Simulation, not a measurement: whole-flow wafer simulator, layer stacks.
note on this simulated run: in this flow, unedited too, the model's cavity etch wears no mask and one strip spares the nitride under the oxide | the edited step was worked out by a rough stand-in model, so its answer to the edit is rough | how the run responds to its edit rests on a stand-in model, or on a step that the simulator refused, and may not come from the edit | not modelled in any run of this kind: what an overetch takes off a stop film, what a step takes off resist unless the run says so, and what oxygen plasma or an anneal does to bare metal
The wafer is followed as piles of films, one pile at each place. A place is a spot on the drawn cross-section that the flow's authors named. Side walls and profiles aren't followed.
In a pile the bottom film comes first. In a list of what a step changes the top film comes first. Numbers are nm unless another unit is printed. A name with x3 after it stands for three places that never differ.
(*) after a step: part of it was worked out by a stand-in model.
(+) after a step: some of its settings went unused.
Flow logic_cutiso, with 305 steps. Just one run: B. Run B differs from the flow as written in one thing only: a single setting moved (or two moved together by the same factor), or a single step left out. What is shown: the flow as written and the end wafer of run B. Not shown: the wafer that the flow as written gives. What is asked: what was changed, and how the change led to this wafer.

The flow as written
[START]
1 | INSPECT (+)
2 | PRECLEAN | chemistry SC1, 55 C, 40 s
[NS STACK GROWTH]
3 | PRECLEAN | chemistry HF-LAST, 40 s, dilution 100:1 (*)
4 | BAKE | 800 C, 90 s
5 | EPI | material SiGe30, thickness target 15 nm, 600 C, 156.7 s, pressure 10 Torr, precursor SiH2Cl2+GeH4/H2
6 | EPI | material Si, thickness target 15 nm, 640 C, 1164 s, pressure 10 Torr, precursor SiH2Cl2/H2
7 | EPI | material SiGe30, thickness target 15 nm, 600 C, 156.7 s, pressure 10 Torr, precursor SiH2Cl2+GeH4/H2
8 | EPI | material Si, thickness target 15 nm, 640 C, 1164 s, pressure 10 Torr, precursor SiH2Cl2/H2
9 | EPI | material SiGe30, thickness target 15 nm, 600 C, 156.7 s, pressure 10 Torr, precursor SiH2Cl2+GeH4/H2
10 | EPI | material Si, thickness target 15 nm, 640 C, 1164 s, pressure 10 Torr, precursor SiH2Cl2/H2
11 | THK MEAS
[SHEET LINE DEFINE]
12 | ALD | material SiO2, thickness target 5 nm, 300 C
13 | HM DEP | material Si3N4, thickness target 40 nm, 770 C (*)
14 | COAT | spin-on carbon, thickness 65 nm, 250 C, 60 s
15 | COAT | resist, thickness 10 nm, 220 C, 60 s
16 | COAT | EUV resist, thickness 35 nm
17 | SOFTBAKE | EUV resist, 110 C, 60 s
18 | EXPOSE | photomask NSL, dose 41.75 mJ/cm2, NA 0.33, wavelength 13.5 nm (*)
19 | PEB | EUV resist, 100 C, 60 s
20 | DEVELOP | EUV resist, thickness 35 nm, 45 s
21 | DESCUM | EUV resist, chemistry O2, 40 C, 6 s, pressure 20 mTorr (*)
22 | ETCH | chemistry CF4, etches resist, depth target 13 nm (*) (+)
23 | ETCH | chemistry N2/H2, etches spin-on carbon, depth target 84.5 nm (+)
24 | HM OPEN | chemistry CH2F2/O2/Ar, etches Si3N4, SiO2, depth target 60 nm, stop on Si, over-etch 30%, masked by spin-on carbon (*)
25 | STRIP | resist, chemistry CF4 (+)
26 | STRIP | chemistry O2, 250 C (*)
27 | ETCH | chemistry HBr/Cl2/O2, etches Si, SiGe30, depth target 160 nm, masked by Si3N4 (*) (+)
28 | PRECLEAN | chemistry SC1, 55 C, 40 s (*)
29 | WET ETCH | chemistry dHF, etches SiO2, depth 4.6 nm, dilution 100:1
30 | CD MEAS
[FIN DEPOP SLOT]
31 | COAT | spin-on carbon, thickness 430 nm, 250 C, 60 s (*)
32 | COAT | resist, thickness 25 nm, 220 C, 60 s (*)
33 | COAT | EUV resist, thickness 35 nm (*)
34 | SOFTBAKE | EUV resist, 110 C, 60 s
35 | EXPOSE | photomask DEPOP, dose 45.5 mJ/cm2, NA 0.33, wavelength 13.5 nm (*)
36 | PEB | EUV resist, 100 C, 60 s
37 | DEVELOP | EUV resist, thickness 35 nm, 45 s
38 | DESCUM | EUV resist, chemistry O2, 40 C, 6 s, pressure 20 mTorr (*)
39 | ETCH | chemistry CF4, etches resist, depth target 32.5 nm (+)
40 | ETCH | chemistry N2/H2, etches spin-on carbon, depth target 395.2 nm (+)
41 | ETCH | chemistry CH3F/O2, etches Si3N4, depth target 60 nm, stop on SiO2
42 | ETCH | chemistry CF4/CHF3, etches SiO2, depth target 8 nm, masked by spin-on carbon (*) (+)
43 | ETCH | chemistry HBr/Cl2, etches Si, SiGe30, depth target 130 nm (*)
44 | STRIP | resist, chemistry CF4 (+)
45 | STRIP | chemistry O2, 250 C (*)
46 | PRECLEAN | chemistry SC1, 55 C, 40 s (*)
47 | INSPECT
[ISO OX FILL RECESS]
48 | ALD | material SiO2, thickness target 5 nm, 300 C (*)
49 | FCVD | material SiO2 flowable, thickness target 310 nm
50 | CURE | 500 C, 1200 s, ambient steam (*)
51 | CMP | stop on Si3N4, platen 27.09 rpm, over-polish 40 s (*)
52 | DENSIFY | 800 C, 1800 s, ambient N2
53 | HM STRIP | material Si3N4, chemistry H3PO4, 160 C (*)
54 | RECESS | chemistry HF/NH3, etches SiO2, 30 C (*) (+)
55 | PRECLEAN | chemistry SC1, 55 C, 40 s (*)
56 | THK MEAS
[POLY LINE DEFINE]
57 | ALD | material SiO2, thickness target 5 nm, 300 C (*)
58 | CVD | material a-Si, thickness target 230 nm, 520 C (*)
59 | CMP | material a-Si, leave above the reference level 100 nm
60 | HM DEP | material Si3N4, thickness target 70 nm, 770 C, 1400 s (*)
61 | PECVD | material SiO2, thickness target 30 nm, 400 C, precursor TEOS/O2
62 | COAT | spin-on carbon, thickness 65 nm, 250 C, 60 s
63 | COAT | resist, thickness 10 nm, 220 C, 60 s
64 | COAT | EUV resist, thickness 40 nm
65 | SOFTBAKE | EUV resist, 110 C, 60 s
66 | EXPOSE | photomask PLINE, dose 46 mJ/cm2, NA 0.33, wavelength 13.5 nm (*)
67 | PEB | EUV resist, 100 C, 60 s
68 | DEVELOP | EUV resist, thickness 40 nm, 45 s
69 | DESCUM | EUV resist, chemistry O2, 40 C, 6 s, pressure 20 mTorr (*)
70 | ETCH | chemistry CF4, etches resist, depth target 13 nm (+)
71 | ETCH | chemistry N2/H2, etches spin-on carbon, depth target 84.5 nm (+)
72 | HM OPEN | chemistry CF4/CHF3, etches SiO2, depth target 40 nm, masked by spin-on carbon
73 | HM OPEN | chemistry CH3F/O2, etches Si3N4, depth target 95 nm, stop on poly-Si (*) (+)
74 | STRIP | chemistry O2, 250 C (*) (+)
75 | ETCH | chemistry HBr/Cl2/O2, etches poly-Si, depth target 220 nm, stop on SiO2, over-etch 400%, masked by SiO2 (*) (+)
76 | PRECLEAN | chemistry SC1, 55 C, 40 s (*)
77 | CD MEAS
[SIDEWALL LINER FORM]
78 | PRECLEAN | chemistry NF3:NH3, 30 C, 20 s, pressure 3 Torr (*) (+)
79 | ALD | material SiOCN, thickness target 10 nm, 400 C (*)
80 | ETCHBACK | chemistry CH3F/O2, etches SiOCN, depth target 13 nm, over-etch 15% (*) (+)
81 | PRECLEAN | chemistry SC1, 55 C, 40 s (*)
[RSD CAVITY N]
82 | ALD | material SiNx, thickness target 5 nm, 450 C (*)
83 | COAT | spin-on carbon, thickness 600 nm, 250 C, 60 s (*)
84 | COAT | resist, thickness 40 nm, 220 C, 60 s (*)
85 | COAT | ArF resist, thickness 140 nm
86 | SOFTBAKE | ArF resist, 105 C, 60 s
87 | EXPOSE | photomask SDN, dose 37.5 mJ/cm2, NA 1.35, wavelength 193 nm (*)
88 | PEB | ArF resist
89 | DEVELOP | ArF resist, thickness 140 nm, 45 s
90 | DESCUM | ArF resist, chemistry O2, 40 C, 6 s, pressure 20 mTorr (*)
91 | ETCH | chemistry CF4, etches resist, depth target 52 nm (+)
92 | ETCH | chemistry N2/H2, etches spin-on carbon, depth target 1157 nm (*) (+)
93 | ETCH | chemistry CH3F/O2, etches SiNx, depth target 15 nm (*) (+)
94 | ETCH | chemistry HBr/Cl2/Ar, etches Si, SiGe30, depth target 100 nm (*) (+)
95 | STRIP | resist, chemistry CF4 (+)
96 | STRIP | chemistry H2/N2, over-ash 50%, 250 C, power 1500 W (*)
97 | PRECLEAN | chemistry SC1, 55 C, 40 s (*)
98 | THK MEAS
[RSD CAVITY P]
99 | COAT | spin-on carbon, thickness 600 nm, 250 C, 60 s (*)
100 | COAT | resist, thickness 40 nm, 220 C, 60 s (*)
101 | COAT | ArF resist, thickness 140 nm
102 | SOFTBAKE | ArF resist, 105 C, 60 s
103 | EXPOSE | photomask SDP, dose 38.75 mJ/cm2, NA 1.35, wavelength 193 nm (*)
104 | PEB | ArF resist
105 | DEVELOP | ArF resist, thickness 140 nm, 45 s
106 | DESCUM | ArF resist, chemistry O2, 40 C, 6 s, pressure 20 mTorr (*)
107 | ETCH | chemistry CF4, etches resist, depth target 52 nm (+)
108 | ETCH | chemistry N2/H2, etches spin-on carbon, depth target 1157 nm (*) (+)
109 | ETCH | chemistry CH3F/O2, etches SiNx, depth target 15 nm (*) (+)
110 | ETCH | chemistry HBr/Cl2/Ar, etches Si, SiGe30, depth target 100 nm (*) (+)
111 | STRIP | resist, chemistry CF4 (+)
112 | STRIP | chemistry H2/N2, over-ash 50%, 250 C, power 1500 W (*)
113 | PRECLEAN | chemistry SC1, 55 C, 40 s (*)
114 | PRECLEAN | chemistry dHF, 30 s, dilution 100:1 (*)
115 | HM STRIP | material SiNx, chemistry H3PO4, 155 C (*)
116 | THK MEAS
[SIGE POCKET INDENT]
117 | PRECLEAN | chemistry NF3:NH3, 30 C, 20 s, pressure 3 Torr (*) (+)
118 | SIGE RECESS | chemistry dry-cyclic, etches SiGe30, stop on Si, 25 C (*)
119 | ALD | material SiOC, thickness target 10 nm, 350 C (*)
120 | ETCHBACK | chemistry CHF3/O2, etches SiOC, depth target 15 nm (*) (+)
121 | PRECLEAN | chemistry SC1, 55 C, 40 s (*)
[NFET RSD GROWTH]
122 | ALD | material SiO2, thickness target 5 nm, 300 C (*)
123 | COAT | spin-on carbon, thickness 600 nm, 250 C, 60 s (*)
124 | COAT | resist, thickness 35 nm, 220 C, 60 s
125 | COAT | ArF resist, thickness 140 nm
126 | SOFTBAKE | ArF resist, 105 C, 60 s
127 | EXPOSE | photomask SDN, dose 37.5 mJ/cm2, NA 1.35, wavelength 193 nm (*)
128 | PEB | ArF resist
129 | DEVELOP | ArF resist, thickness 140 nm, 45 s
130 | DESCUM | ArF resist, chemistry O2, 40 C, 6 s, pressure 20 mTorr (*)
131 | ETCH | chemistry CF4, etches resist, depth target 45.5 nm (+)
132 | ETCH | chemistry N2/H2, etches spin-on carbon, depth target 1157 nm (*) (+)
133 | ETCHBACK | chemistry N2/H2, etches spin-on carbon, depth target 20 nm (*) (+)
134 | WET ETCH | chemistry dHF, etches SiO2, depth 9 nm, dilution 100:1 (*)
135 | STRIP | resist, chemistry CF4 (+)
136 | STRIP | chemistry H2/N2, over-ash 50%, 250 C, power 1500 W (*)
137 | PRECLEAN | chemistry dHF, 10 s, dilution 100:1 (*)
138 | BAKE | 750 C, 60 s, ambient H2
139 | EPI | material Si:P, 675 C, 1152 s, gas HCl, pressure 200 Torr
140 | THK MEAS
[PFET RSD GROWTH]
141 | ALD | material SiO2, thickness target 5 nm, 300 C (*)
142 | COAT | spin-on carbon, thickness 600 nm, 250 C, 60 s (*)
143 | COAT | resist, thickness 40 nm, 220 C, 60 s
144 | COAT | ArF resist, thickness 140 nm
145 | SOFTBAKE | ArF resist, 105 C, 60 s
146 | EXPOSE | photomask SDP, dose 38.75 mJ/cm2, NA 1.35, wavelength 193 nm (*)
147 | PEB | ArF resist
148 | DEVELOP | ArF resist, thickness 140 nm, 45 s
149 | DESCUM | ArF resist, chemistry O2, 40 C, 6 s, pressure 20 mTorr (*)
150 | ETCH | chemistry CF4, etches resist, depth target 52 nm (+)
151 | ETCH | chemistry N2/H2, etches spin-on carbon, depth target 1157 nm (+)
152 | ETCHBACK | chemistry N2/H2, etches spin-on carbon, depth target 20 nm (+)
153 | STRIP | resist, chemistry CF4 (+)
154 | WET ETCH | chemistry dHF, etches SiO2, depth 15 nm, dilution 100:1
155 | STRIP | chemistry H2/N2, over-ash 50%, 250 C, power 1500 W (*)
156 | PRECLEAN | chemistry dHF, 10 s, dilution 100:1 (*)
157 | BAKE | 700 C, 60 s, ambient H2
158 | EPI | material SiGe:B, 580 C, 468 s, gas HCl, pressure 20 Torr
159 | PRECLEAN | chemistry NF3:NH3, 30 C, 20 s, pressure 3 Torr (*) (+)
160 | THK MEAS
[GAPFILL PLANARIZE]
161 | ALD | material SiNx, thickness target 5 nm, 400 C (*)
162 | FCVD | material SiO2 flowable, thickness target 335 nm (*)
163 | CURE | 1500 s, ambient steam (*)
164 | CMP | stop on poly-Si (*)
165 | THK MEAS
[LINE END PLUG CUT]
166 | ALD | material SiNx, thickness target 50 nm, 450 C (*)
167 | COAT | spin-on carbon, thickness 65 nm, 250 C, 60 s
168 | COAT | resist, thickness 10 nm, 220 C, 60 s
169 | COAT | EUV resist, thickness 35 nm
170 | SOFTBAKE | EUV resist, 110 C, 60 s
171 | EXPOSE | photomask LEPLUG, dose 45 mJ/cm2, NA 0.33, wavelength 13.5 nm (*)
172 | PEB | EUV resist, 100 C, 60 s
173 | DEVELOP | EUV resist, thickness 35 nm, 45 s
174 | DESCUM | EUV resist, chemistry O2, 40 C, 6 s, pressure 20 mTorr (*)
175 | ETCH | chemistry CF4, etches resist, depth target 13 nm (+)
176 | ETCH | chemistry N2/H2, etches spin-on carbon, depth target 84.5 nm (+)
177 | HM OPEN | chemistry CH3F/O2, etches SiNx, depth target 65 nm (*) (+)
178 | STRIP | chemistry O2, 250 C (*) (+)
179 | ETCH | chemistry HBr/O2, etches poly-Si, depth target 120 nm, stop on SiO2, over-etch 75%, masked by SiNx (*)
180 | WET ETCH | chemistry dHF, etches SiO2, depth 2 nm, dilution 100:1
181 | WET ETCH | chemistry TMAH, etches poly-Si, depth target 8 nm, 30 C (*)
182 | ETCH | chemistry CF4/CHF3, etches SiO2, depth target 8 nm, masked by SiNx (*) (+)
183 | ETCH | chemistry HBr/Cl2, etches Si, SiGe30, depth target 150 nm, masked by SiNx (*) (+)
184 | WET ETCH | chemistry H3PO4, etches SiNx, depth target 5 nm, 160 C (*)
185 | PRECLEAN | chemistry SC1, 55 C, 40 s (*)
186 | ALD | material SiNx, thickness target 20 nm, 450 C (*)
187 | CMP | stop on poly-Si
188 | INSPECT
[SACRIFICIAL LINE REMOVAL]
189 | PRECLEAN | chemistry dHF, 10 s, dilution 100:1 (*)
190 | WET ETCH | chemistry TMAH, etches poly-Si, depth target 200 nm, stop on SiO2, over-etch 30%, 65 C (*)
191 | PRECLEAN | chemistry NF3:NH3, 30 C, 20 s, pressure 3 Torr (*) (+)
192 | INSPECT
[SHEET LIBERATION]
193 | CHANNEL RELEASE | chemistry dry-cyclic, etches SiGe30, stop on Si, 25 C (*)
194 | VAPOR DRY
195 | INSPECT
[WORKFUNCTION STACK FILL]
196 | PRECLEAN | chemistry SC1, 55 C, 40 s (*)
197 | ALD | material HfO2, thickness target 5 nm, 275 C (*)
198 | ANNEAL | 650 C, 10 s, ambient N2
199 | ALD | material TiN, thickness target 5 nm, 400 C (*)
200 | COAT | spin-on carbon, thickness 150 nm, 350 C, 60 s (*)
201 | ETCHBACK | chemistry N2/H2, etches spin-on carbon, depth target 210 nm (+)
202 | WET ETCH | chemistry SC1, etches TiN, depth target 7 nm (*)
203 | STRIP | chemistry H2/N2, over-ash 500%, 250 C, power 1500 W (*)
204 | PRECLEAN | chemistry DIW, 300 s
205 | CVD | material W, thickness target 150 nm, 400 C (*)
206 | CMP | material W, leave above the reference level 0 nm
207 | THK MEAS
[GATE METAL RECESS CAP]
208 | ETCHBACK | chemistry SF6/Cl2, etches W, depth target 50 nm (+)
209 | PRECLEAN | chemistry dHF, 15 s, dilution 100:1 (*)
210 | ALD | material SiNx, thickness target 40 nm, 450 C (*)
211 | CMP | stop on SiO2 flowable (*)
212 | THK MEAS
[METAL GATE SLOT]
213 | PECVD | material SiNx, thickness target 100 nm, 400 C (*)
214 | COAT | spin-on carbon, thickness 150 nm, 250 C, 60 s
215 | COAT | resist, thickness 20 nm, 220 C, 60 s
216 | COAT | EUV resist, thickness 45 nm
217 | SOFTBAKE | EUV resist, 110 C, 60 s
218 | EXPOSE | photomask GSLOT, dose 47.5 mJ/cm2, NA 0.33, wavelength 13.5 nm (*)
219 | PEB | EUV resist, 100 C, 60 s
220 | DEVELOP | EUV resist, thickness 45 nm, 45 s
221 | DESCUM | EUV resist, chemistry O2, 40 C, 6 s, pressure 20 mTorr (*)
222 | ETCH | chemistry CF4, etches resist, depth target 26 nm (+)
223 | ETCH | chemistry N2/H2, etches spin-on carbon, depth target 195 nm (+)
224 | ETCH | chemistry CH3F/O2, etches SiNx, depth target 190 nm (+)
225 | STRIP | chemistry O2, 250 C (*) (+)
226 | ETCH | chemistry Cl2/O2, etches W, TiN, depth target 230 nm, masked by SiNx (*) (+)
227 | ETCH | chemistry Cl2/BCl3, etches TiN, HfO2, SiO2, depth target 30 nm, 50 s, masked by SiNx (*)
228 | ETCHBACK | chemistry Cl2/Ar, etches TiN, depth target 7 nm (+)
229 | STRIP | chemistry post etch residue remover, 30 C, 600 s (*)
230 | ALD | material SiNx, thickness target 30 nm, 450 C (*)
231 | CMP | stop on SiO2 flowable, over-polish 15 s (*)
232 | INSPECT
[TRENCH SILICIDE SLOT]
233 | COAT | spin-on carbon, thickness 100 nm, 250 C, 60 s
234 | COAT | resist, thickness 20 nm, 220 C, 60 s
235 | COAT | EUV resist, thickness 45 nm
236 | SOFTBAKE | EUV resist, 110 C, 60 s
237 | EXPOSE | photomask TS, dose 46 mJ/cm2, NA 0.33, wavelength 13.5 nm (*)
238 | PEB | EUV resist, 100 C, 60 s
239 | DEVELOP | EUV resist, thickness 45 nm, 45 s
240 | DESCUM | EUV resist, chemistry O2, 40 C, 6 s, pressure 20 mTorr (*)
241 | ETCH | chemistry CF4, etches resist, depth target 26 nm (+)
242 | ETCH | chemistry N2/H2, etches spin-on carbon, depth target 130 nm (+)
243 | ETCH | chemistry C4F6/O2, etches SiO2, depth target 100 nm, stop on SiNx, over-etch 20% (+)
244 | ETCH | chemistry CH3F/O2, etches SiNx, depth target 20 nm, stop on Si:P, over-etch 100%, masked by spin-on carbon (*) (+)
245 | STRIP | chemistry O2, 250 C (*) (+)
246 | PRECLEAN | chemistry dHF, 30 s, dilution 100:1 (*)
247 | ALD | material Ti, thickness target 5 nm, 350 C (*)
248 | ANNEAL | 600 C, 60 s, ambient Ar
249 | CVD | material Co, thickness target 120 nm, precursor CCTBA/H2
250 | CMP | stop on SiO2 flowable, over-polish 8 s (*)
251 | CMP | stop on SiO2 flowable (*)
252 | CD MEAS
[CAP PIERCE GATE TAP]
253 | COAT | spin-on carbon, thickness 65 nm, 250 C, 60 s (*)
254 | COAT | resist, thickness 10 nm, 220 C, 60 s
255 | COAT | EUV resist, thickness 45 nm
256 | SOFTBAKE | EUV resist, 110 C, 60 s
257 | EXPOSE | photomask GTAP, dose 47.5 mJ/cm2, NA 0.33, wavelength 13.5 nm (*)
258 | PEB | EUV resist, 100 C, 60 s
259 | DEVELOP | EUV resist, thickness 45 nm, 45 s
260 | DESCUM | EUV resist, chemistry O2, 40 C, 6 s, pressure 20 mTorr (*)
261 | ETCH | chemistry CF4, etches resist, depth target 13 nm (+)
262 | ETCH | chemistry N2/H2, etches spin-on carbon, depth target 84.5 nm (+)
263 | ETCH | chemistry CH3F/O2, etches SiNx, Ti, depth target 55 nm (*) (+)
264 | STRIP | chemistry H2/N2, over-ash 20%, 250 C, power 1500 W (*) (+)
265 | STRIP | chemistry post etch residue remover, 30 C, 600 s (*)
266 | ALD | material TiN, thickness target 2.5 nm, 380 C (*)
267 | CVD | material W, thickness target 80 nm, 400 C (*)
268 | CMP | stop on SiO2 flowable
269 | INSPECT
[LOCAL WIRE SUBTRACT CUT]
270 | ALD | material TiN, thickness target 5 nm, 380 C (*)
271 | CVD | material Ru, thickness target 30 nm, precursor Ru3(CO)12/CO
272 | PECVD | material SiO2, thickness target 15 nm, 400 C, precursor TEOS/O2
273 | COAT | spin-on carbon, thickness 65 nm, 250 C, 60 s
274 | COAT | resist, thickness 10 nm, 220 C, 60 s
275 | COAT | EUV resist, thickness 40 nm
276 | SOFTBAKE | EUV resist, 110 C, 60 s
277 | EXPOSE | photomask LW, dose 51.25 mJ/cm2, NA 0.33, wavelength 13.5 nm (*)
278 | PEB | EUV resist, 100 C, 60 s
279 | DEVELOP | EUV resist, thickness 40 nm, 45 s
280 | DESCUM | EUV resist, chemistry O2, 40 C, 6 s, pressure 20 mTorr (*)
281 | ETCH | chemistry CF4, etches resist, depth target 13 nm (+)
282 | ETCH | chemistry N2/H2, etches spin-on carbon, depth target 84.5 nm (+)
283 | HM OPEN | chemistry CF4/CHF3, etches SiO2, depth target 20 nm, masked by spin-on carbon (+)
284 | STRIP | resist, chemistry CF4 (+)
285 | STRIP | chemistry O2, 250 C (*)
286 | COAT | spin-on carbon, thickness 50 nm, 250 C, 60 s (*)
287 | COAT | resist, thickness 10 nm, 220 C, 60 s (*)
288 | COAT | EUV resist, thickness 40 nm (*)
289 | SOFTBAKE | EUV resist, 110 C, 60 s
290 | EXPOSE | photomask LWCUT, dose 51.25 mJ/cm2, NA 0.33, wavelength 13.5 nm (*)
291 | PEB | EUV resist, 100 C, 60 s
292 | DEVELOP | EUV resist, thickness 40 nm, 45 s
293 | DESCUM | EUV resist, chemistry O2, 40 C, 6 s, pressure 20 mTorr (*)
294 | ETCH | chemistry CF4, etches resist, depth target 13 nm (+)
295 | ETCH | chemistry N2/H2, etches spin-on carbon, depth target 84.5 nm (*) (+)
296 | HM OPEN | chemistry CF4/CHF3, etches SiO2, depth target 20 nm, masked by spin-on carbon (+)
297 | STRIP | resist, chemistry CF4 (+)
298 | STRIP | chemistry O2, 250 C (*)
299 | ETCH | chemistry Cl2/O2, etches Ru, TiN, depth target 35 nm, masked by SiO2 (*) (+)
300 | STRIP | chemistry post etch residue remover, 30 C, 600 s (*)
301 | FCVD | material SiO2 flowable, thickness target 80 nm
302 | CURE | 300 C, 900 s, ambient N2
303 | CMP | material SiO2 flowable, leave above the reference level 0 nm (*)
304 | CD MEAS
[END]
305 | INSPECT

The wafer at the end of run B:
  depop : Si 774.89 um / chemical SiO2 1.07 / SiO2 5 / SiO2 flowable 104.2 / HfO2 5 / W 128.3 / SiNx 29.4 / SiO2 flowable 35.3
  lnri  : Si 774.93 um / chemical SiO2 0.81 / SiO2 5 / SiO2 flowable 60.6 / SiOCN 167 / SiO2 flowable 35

The reason: step 43, ETCH: depth target 201.5 nm was run, whereas the flow has depth target 130 nm.

How this came from the change, step by step:
  43 | ETCH | chemistry HBr/Cl2, etches Si, SiGe30, depth target 130 nm (*)
      dpovl, gl, glp and 16 more: -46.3 spin-on carbon (as written it would have been: -32 spin-on carbon)
      depop: -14 Si (all of it), -15 SiGe30 (all of it), -15 Si (all of it), -15 SiGe30 (all of it), -15 Si (all of it), -15 SiGe30 (all of it), -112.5 Si (as written it would have been: -14 Si (all of it), -15 SiGe30 (all of it), -15 Si (all of it), -15 SiGe30 (all of it), -15 Si (all of it), -15 SiGe30 (all of it), -41 Si)
      (as well as at 2 more places)
  45 | STRIP | chemistry O2, 250 C (*)
      gfld, lnri: +0.81 chemical SiO2 (new film), -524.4 spin-on carbon (all of it), -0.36 Si (as written it would have been: +0.82 chemical SiO2 (new film), -538.7 spin-on carbon (all of it), -0.36 Si)
      glp, tap: -333.3 spin-on carbon (all of it) (as written it would have been: -347.6 spin-on carbon (all of it))
      (as well as at 17 more places)
  49 | FCVD | material SiO2 flowable, thickness target 310 nm
      depop: +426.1 SiO2 flowable (new film) (as written it would have been: +359.9 SiO2 flowable (new film))
      ns: +196.1 SiO2 flowable (new film) (as written it would have been: +201.3 SiO2 flowable (new film))
  51 | CMP | stop on Si3N4, platen 27.09 rpm, over-polish 40 s (*)
      depop: -195.1 SiO2 flowable (as written it would have been: -200.5 SiO2 flowable)
      dpovl: -195 SiO2 flowable (as written it would have been: -200.4 SiO2 flowable)
      (as well as at 3 more places)
  52 | DENSIFY | 800 C, 1800 s, ambient N2
      depop: -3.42 SiO2 flowable (as written it would have been: -2.32 SiO2 flowable)
      nsgap: -2.87 SiO2 flowable (as written it would have been: -2.13 SiO2 flowable)
